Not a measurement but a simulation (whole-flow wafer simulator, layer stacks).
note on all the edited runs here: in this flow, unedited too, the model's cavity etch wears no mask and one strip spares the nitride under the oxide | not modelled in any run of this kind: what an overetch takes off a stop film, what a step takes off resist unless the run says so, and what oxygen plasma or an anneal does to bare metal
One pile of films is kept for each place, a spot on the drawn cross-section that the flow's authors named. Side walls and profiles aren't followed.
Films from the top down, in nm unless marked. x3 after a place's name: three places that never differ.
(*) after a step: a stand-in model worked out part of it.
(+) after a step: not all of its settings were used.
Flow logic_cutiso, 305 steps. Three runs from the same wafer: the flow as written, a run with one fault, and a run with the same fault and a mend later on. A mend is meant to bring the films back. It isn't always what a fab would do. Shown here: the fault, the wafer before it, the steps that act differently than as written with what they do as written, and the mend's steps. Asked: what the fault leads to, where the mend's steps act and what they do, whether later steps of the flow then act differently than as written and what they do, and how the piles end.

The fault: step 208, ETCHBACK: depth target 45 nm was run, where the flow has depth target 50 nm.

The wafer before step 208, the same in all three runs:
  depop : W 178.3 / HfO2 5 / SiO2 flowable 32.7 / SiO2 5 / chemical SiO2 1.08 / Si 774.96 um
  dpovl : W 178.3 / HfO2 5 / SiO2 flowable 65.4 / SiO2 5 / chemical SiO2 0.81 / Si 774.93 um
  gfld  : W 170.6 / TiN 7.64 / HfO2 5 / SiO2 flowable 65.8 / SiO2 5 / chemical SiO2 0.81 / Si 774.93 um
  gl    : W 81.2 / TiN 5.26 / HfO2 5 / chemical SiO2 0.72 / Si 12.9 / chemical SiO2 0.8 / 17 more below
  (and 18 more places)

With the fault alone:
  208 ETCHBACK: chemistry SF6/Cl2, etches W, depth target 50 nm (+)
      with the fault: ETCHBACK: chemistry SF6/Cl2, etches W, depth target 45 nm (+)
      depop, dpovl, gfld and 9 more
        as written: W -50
        with the fault: W -45
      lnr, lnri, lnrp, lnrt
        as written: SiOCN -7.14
        with the fault: SiOCN -6.43
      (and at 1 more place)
  Later steps of the flow that act differently than as written (12 more steps differ only slightly, by at most 2% or 0.5 nm, whichever is larger, and aren't shown):
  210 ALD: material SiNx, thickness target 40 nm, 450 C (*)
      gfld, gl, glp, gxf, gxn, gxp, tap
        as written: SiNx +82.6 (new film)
        with the fault: SiNx +78.3 (new film)
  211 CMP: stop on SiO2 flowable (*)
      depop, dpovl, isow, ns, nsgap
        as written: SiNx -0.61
        with the fault: SiNx -5.17
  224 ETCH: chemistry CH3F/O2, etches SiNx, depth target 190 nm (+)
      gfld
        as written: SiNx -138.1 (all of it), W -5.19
        with the fault: SiNx -133.5 (all of it), W -5.65
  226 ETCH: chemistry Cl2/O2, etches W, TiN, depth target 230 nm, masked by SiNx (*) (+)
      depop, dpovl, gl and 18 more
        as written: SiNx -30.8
        with the fault: SiNx -31.9
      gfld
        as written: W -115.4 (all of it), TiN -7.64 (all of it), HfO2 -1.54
        with the fault: W -120 (all of it), TiN -7.64 (all of it), HfO2 -1.6
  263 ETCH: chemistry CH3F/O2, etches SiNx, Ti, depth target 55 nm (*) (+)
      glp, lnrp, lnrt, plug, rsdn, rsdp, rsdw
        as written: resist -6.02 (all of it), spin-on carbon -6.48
        with the fault: resist -6.02 (all of it), spin-on carbon -3.22
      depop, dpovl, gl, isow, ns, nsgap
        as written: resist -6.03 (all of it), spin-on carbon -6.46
        with the fault: resist -6.03 (all of it), spin-on carbon -3.2
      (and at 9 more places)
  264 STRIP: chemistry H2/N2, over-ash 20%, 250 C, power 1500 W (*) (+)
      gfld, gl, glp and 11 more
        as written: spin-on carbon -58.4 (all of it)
        with the fault: spin-on carbon -61.7 (all of it)
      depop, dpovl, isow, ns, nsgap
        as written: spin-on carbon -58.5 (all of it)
        with the fault: spin-on carbon -61.8 (all of it)
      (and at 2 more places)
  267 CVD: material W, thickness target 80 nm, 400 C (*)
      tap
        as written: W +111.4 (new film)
        with the fault: W +106.7 (new film)
  At the end the piles differ from the flow's by more than 2% or 0.5 nm, whichever is larger, at depop, dpovl, gl and 8 more.
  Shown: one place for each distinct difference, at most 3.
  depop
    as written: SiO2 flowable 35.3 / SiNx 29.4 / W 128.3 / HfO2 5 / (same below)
    with the fault: SiO2 flowable 35.3 / SiNx 24.8 / W 133.3 / HfO2 5 / (same below)
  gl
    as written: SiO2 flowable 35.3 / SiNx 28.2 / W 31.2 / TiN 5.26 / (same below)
    with the fault: SiO2 flowable 35.3 / SiNx 23.7 / W 36.2 / TiN 5.26 / (same below)
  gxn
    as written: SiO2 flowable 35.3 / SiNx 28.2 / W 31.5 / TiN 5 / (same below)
    with the fault: SiO2 flowable 35.3 / SiNx 23.7 / W 36.5 / TiN 5 / (same below)

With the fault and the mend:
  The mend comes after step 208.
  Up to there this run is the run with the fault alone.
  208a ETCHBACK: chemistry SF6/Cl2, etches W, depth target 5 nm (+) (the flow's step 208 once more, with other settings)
      depop, dpovl, gfld and 9 more
        W -5
      iso, rsdn, rsdp, rsdw, rsdx
        SiO2 flowable -0.5
      lnr, lnri, lnrp, lnrt
        SiOCN -0.71
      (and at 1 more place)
  No later step of the flow acts differently than as written at any place that is followed.
  At the end the piles are the same as the flow's at every place that both follow.
